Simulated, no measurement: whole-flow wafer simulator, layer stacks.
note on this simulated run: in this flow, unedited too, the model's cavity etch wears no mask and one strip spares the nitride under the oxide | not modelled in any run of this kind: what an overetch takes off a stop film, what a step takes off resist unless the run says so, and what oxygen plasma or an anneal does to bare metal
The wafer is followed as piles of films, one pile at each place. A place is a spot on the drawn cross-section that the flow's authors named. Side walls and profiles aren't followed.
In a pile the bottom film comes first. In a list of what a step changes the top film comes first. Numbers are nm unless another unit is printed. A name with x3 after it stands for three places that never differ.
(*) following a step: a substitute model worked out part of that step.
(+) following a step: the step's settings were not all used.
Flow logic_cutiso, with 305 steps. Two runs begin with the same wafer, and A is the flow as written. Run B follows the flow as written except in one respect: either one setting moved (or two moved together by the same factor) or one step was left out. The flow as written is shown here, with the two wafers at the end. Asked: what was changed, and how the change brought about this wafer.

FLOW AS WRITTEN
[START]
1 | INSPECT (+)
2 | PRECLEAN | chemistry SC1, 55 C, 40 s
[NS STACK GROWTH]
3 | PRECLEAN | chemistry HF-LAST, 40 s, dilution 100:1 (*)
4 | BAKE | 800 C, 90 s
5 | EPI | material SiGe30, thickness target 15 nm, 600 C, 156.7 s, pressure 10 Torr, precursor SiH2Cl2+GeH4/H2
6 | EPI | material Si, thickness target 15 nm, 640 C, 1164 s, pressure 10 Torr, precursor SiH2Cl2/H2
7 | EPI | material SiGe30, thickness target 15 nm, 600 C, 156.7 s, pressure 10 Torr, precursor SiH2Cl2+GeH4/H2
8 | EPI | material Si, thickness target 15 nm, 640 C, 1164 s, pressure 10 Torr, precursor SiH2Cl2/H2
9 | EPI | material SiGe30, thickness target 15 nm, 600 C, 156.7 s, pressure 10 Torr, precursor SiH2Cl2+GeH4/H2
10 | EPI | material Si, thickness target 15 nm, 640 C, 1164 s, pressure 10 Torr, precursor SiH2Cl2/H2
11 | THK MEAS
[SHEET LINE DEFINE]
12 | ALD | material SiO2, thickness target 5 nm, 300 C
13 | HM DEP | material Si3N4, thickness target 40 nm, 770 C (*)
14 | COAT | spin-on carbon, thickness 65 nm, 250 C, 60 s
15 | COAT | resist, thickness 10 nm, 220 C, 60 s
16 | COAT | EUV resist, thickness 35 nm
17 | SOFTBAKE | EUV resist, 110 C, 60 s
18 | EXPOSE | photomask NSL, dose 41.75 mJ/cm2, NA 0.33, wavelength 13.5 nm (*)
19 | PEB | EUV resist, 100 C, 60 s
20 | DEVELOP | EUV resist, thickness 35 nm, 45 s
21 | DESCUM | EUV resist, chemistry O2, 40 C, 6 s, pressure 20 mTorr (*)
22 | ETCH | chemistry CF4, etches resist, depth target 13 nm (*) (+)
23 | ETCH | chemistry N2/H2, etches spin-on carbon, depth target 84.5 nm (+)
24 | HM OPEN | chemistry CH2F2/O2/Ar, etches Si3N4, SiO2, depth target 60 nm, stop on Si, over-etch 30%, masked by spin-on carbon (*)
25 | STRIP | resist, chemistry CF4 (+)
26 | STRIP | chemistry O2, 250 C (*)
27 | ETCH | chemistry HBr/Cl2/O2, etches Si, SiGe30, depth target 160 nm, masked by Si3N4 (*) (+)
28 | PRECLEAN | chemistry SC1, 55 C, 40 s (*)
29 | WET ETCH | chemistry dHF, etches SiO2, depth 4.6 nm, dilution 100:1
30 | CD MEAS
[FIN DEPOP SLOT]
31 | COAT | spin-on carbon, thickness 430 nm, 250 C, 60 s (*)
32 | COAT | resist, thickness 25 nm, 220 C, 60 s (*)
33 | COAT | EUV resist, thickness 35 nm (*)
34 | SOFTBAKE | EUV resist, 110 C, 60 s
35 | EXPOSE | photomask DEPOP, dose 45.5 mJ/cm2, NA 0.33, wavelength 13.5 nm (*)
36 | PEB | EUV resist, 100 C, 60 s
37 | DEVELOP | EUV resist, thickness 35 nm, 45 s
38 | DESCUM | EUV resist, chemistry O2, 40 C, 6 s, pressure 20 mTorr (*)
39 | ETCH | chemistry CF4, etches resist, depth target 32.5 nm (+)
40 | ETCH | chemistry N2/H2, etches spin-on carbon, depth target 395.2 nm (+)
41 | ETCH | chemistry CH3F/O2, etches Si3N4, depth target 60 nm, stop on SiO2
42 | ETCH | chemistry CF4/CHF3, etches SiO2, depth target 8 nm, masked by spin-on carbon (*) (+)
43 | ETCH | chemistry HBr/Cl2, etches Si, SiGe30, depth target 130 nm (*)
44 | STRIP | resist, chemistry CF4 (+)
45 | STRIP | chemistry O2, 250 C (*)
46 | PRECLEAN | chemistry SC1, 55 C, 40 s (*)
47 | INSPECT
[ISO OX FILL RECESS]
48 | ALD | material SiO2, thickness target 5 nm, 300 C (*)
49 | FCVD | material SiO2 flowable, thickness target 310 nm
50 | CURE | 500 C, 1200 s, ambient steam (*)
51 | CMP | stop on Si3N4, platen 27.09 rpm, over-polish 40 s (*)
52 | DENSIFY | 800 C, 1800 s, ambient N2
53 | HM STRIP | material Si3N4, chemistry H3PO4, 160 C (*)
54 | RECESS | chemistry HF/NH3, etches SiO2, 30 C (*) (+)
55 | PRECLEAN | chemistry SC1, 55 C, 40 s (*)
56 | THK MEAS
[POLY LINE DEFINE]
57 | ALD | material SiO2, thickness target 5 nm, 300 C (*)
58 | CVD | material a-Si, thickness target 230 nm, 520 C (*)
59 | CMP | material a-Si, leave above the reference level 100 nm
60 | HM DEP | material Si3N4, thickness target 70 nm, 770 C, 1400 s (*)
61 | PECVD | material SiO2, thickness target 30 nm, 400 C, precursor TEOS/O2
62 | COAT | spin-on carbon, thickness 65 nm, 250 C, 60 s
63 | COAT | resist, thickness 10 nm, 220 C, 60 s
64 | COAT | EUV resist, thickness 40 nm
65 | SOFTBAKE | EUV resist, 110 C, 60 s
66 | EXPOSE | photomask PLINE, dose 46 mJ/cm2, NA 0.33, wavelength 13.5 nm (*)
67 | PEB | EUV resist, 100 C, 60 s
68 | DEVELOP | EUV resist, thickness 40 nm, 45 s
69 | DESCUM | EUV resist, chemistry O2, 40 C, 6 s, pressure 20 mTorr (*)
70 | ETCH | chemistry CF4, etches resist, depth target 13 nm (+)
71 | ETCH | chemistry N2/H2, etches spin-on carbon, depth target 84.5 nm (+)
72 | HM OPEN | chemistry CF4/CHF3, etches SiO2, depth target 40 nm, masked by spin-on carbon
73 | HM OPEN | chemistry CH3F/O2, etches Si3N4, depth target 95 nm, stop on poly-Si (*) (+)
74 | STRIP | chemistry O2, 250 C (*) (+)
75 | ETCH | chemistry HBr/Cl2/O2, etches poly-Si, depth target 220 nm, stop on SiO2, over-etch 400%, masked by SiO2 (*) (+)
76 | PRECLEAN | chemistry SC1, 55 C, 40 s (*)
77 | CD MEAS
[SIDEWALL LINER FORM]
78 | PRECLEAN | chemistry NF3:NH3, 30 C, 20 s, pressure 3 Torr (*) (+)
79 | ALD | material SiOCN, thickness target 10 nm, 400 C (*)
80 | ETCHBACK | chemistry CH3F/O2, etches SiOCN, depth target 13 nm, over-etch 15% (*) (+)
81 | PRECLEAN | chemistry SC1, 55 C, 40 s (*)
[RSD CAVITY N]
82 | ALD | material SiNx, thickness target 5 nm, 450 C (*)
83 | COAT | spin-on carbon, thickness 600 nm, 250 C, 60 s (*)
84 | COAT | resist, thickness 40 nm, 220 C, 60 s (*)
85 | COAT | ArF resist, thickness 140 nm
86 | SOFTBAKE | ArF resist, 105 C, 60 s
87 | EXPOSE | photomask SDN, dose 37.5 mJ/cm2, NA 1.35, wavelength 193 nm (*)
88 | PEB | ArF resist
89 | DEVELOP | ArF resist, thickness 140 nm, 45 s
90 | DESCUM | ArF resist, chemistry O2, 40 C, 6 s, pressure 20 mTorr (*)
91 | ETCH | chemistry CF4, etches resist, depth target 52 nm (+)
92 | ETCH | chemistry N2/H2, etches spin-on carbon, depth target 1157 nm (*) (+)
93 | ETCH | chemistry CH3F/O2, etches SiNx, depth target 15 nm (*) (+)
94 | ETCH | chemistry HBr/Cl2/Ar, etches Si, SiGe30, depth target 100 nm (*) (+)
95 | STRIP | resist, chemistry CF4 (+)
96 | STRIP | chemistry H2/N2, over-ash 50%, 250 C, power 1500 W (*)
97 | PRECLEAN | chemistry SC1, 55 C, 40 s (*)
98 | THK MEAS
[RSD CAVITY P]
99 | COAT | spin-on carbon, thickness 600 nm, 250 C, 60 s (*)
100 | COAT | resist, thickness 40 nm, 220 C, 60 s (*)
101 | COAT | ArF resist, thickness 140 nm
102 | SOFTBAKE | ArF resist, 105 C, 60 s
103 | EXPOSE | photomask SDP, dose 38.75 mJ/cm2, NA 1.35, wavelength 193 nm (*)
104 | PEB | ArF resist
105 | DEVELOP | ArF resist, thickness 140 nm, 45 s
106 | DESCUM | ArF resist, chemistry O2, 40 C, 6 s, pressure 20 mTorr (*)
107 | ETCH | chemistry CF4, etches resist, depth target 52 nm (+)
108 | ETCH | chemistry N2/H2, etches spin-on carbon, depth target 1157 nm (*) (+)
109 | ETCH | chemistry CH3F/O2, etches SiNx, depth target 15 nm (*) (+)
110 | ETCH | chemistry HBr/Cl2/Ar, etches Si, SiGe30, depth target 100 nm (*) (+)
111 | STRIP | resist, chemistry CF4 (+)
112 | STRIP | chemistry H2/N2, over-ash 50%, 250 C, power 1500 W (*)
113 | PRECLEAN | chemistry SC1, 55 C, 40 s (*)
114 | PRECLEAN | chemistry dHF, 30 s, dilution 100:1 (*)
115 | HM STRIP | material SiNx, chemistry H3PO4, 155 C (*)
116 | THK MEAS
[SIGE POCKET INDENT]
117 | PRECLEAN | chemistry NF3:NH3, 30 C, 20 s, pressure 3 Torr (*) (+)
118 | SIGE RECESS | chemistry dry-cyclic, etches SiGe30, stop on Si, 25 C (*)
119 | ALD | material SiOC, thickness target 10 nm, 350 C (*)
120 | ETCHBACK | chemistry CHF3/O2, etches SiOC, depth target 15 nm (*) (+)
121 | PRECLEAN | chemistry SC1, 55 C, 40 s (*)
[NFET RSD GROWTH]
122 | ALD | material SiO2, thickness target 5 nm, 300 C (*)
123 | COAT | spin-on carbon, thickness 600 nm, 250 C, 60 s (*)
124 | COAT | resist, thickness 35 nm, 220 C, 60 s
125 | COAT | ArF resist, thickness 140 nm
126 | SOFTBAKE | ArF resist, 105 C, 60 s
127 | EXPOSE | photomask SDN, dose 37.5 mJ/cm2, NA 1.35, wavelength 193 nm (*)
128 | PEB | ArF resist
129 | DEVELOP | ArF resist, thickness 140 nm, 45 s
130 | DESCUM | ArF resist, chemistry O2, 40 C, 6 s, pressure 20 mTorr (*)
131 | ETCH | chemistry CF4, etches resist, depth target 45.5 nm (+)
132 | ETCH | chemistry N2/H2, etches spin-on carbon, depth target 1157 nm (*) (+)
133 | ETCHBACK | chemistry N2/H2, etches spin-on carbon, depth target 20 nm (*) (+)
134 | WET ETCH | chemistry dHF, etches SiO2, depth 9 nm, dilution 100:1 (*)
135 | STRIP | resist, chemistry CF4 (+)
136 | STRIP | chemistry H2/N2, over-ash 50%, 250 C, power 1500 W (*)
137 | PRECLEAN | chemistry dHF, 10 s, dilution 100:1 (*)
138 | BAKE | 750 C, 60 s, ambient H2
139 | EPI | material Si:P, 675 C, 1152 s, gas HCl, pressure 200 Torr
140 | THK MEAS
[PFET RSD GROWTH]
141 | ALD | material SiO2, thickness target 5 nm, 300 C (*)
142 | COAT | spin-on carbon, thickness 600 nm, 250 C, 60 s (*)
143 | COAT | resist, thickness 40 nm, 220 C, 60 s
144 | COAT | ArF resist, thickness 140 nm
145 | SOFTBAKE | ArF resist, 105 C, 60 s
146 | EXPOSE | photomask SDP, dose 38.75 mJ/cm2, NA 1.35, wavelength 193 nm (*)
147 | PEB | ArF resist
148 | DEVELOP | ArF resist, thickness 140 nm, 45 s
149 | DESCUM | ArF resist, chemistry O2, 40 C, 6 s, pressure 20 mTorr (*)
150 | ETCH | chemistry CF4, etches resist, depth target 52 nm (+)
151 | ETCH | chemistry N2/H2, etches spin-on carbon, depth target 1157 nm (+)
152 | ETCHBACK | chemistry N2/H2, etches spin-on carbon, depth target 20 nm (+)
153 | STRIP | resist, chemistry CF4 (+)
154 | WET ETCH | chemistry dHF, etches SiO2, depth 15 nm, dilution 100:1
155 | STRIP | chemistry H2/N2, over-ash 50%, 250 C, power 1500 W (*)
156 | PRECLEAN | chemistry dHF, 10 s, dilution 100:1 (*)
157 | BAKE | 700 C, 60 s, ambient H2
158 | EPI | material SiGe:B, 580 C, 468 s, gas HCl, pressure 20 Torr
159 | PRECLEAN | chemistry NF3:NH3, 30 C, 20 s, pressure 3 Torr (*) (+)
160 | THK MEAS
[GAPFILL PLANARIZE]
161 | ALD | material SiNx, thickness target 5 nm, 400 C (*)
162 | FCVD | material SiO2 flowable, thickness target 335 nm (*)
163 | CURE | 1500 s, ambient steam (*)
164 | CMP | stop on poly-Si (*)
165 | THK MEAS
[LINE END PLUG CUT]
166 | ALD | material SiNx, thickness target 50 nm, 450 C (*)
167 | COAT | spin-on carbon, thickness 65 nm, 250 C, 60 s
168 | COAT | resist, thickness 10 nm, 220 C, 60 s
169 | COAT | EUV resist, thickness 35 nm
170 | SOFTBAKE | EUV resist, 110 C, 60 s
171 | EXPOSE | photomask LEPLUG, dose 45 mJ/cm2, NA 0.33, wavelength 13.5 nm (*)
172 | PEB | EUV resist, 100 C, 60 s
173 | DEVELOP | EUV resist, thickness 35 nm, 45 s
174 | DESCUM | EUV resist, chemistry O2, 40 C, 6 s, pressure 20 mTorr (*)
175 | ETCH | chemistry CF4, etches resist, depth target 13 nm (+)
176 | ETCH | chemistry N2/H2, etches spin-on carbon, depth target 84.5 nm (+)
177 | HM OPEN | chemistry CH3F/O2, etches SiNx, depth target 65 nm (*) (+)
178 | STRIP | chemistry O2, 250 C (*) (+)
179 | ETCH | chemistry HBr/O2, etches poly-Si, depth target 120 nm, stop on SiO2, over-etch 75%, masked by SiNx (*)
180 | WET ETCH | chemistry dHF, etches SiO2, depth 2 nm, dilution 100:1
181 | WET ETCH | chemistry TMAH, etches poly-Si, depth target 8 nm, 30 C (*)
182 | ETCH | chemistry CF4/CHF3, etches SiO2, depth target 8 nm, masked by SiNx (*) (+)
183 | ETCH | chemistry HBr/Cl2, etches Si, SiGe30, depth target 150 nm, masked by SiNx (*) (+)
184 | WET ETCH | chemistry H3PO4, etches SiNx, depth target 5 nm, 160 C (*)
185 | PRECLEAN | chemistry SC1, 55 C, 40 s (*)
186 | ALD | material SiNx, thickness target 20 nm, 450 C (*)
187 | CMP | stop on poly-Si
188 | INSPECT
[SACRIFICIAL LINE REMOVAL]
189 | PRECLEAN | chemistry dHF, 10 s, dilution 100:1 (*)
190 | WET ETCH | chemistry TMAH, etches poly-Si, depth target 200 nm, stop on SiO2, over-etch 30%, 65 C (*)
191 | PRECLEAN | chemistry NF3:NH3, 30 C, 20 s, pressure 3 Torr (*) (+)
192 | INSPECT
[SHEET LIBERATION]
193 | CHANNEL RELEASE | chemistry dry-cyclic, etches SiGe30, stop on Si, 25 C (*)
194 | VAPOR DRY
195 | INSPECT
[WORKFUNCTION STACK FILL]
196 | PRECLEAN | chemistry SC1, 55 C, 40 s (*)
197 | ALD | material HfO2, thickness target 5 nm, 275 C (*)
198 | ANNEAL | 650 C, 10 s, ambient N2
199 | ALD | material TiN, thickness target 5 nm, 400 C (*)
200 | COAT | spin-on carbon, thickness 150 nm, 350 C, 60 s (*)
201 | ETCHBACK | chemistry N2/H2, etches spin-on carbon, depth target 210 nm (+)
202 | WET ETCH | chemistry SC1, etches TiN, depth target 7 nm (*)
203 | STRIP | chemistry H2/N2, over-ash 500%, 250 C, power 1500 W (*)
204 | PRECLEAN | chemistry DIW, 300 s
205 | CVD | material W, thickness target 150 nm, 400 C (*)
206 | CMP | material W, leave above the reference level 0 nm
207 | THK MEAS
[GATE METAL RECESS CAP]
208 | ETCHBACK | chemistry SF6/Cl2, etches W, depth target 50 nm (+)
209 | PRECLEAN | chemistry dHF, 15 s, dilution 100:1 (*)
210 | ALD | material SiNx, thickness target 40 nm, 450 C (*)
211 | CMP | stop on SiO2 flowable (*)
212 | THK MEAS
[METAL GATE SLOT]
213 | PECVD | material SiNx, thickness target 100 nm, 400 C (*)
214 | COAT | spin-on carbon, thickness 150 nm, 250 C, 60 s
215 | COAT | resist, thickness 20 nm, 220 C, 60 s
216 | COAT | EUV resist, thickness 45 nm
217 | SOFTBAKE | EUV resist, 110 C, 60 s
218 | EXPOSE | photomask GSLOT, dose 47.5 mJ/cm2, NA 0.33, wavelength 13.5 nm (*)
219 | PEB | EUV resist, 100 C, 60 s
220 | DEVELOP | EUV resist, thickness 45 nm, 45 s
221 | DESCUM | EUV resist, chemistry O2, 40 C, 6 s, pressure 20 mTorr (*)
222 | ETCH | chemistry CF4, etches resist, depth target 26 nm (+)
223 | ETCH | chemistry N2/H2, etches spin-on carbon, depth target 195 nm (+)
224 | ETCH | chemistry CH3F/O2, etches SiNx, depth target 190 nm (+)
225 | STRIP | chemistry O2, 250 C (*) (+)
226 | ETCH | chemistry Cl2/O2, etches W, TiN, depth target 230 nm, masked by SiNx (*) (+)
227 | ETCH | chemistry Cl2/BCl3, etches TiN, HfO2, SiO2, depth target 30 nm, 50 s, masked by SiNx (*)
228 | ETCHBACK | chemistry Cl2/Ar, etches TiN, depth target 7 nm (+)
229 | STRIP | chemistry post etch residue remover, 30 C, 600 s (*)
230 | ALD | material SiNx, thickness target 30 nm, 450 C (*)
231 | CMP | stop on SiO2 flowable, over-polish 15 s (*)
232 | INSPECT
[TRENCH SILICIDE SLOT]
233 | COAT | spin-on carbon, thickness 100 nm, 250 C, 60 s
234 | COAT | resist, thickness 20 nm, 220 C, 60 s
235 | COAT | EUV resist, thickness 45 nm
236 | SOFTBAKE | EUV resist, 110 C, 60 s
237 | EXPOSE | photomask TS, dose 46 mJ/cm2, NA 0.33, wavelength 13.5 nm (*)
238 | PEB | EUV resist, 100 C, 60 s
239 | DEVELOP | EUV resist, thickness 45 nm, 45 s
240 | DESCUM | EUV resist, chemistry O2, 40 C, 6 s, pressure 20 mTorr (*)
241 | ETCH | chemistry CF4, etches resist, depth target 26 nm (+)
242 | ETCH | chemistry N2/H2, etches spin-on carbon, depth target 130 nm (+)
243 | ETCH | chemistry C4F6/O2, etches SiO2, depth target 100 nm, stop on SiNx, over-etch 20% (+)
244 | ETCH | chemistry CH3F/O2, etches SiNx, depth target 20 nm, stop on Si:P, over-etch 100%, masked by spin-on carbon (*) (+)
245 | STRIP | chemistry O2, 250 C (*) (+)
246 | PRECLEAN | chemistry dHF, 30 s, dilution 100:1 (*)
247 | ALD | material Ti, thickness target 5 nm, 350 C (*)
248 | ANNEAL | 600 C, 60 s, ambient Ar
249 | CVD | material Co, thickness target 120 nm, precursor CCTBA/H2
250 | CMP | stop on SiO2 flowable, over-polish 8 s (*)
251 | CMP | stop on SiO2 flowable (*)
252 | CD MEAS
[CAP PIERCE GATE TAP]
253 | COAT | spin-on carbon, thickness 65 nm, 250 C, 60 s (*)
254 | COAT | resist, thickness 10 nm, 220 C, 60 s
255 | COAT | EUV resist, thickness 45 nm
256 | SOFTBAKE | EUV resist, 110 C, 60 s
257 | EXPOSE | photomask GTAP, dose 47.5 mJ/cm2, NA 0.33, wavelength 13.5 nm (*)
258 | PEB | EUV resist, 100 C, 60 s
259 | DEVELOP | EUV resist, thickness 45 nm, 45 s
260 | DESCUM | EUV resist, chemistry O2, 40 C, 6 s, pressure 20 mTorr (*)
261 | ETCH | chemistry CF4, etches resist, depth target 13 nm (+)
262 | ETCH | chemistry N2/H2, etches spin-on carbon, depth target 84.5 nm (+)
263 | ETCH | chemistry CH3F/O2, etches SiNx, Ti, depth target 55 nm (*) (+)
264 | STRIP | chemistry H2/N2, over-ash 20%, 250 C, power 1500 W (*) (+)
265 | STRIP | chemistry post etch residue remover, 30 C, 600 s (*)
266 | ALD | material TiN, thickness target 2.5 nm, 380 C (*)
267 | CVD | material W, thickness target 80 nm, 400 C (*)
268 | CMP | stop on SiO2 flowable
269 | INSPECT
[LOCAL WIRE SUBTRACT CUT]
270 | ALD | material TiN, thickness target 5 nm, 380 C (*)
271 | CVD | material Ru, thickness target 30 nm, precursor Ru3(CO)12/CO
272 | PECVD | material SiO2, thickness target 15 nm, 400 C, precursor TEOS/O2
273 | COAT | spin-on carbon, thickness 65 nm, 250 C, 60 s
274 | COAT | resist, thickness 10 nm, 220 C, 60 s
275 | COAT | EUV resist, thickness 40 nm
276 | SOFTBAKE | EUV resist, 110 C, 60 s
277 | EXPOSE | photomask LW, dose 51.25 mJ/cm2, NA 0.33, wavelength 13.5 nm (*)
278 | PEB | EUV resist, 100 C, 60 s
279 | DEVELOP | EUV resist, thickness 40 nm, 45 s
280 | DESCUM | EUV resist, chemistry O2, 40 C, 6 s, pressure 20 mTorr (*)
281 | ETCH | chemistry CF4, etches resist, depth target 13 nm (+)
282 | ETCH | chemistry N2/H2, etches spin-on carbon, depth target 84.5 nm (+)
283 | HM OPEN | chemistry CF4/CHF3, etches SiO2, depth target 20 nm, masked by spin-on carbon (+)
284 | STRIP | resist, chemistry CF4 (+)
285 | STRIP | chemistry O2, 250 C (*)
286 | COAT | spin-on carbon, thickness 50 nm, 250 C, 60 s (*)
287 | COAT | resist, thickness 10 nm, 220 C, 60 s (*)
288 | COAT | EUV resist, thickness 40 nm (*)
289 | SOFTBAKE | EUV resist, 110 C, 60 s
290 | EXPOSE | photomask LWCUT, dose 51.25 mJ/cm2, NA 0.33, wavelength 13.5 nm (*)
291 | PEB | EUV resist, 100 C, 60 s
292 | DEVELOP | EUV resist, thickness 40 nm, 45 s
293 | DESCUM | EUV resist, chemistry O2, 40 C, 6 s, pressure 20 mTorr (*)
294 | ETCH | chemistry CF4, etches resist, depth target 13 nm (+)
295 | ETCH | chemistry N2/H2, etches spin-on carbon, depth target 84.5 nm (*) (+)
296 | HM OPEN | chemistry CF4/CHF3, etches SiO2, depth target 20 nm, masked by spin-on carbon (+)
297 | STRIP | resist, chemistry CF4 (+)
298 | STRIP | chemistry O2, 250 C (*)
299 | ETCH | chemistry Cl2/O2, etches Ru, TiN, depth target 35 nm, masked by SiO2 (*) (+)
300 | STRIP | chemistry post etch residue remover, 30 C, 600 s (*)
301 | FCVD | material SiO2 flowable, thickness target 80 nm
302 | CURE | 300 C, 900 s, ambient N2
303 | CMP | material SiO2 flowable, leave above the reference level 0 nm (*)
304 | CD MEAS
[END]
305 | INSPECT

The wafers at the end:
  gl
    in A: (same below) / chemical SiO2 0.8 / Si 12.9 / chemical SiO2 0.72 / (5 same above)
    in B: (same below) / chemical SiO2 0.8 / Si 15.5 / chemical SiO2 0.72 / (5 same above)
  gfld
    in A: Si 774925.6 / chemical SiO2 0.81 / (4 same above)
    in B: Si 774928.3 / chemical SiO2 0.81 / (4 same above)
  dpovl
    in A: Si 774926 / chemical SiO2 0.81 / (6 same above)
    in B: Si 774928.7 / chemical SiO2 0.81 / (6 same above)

The reason: step 10, EPI: 1368 s was run, while the flow as written has 1164 s.

Step by step, how the change led to this:
  10 | EPI | material Si, thickness target 15 nm, 640 C, 1164 s, pressure 10 Torr, precursor SiH2Cl2/H2
      depop, dpovl, gfld and 19 more: A Si gains 15 (new film) | B Si gains 17.6 (new film)
  27 | ETCH | chemistry HBr/Cl2/O2, etches Si, SiGe30, depth target 160 nm, masked by Si3N4 (*) (+)
      gfld, gxf, iso, lnri: A chemical SiO2 loses 0.79 (all of it), Si loses 11.4 (all of it), SiGe30 loses 15 (all of it), Si loses 15 (all of it), SiGe30 loses 15 (all of it), Si loses 15 (all of it), SiGe30 loses 15 (all of it), Si loses 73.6 | B chemical SiO2 loses 0.79 (all of it), Si loses 14 (all of it), SiGe30 loses 15 (all of it), Si loses 15 (all of it), SiGe30 loses 15 (all of it), Si loses 15 (all of it), SiGe30 loses 15 (all of it), Si loses 71
      dpovl, nsgap: A chemical SiO2 loses 0.79 (all of it), Si loses 11.8 (all of it), SiGe30 loses 15 (all of it), Si loses 15 (all of it), SiGe30 loses 15 (all of it), Si loses 15 (all of it), SiGe30 loses 15 (all of it), Si loses 73.2 | B chemical SiO2 loses 0.79 (all of it), Si loses 14.4 (all of it), SiGe30 loses 15 (all of it), Si loses 15 (all of it), SiGe30 loses 15 (all of it), Si loses 15 (all of it), SiGe30 loses 15 (all of it), Si loses 70.6
      (also at 1 further place)
  43 | ETCH | chemistry HBr/Cl2, etches Si, SiGe30, depth target 130 nm (*)
      depop: A Si loses 14 (all of it), SiGe30 loses 15 (all of it), Si loses 15 (all of it), SiGe30 loses 15 (all of it), Si loses 15 (all of it), SiGe30 loses 15 (all of it), Si loses 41 | B Si loses 16.6 (all of it), SiGe30 loses 15 (all of it), Si loses 15 (all of it), SiGe30 loses 15 (all of it), Si loses 15 (all of it), SiGe30 loses 15 (all of it), Si loses 38.3
  94 | ETCH | chemistry HBr/Cl2/Ar, etches Si, SiGe30, depth target 100 nm (*) (+)
      rsdn, rsdx: A chemical SiO2 loses 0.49 (all of it), Si loses 12.8 (all of it), SiGe30 loses 15 (all of it), Si loses 15 (all of it), SiGe30 loses 15 (all of it), Si loses 15 (all of it), SiGe30 loses 15 (all of it), Si loses 12.2 | B chemical SiO2 loses 0.49 (all of it), Si loses 15.4 (all of it), SiGe30 loses 15 (all of it), Si loses 15 (all of it), SiGe30 loses 15 (all of it), Si loses 15 (all of it), SiGe30 loses 15 (all of it), Si loses 9.54
  110 | ETCH | chemistry HBr/Cl2/Ar, etches Si, SiGe30, depth target 100 nm (*) (+)
      rsdp, rsdw: A chemical SiO2 loses 0.49 (all of it), Si loses 12.8 (all of it), SiGe30 loses 15 (all of it), Si loses 15 (all of it), SiGe30 loses 15 (all of it), Si loses 15 (all of it), SiGe30 loses 15 (all of it), Si loses 12.2 | B chemical SiO2 loses 0.49 (all of it), Si loses 15.4 (all of it), SiGe30 loses 15 (all of it), Si loses 15 (all of it), SiGe30 loses 15 (all of it), Si loses 15 (all of it), SiGe30 loses 15 (all of it), Si loses 9.54
  183 | ETCH | chemistry HBr/Cl2, etches Si, SiGe30, depth target 150 nm, masked by SiNx (*) (+)
      plug: A Si loses 13.6 (all of it), SiGe30 loses 15 (all of it), Si loses 15 (all of it), SiGe30 loses 15 (all of it), Si loses 15 (all of it), SiGe30 loses 15 (all of it), Si loses 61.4 | B Si loses 16.2 (all of it), SiGe30 loses 15 (all of it), Si loses 15 (all of it), SiGe30 loses 15 (all of it), Si loses 15 (all of it), SiGe30 loses 15 (all of it), Si loses 58.8
